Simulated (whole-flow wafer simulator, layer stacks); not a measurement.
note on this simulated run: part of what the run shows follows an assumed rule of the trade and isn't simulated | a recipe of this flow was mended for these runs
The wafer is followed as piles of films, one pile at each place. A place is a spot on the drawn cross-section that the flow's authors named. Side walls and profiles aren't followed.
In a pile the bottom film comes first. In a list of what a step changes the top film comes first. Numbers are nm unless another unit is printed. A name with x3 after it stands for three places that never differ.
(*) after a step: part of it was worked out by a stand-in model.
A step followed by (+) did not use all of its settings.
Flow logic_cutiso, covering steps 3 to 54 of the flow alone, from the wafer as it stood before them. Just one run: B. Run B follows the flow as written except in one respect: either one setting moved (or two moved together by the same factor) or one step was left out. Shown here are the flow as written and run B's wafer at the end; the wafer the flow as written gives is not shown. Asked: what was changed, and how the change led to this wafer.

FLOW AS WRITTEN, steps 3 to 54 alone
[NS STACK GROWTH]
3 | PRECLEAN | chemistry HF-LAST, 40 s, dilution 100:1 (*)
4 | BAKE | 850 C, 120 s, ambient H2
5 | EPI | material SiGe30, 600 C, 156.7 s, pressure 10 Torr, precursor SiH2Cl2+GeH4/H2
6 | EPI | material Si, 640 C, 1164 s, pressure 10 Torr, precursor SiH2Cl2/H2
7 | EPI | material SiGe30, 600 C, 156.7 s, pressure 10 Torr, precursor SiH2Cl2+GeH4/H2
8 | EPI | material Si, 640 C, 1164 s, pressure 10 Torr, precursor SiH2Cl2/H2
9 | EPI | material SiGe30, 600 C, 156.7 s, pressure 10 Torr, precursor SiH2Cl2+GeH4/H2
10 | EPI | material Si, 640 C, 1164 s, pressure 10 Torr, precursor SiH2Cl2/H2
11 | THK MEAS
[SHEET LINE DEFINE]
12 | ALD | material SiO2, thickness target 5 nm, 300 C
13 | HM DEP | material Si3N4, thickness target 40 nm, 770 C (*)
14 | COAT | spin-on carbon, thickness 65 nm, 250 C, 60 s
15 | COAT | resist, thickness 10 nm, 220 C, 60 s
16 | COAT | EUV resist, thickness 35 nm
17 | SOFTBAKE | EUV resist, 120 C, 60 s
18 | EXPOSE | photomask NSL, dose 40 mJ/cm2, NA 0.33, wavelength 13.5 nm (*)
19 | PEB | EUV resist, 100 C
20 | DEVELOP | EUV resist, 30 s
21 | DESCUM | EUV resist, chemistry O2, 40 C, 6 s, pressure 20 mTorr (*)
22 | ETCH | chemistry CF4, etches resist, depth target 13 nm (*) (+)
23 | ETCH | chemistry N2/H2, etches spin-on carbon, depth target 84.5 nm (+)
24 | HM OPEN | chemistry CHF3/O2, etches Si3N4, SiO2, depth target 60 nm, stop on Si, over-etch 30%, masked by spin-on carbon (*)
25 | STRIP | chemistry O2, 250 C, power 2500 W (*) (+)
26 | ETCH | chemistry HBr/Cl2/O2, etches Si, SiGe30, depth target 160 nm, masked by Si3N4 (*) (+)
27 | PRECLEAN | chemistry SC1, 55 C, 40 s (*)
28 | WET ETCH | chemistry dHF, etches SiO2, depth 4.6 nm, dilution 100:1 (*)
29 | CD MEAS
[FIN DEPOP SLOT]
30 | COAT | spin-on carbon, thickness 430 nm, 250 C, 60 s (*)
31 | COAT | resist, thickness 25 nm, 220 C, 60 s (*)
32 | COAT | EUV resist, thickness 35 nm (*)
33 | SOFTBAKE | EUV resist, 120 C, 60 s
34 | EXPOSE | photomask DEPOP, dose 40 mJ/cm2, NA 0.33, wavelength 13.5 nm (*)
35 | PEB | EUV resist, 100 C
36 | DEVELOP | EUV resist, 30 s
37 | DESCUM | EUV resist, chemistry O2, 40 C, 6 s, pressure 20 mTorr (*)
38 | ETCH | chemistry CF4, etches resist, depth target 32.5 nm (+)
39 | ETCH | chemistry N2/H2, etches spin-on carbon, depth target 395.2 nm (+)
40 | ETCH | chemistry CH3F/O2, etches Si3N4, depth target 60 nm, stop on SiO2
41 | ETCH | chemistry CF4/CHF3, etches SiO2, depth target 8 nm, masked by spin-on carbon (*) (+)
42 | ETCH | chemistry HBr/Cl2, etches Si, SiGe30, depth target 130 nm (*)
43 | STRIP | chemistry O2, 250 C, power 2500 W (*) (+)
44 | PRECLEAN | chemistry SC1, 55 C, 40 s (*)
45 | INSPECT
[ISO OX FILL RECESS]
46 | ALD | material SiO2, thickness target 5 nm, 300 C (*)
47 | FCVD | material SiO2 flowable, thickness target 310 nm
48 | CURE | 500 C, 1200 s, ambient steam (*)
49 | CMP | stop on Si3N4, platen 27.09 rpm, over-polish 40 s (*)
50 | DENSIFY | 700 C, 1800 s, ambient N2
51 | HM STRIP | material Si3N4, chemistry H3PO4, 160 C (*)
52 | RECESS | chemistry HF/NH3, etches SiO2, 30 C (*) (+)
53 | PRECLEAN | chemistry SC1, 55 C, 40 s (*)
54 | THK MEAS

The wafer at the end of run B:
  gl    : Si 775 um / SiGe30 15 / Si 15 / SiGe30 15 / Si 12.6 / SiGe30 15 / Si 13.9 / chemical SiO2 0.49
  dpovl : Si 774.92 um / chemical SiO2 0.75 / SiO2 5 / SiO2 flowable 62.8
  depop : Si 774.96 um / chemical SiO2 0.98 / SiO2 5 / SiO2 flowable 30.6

The reason: step 8, EPI: 978.1 s was run, while the flow as written has 1164 s.

The path from the change to this, step by step:
  8 | EPI | material Si, 640 C, 1164 s, pressure 10 Torr, precursor SiH2Cl2/H2
      depop, dpovl, gfld and 19 more: +12.6 Si (new film) (as written it would have been: +15 Si (new film))
  26 | ETCH | chemistry HBr/Cl2/O2, etches Si, SiGe30, depth target 160 nm, masked by Si3N4 (*) (+)
      dpovl, gfld, gxf, iso, isow, lnri, nsgap: -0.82 chemical SiO2 (all of it), -12 Si (all of it), -15 SiGe30 (all of it), -12.6 Si (all of it), -15 SiGe30 (all of it), -15 Si (all of it), -15 SiGe30 (all of it), -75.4 Si (as written it would have been: -0.82 chemical SiO2 (all of it), -12 Si (all of it), -15 SiGe30 (all of it), -15 Si (all of it), -15 SiGe30 (all of it), -15 Si (all of it), -15 SiGe30 (all of it), -73 Si)
  42 | ETCH | chemistry HBr/Cl2, etches Si, SiGe30, depth target 130 nm (*)
      depop: -13.8 Si (all of it), -15 SiGe30 (all of it), -12.6 Si (all of it), -15 SiGe30 (all of it), -15 Si (all of it), -15 SiGe30 (all of it), -43.6 Si (as written it would have been: -13.8 Si (all of it), -15 SiGe30 (all of it), -15 Si (all of it), -15 SiGe30 (all of it), -15 Si (all of it), -15 SiGe30 (all of it), -41.2 Si)
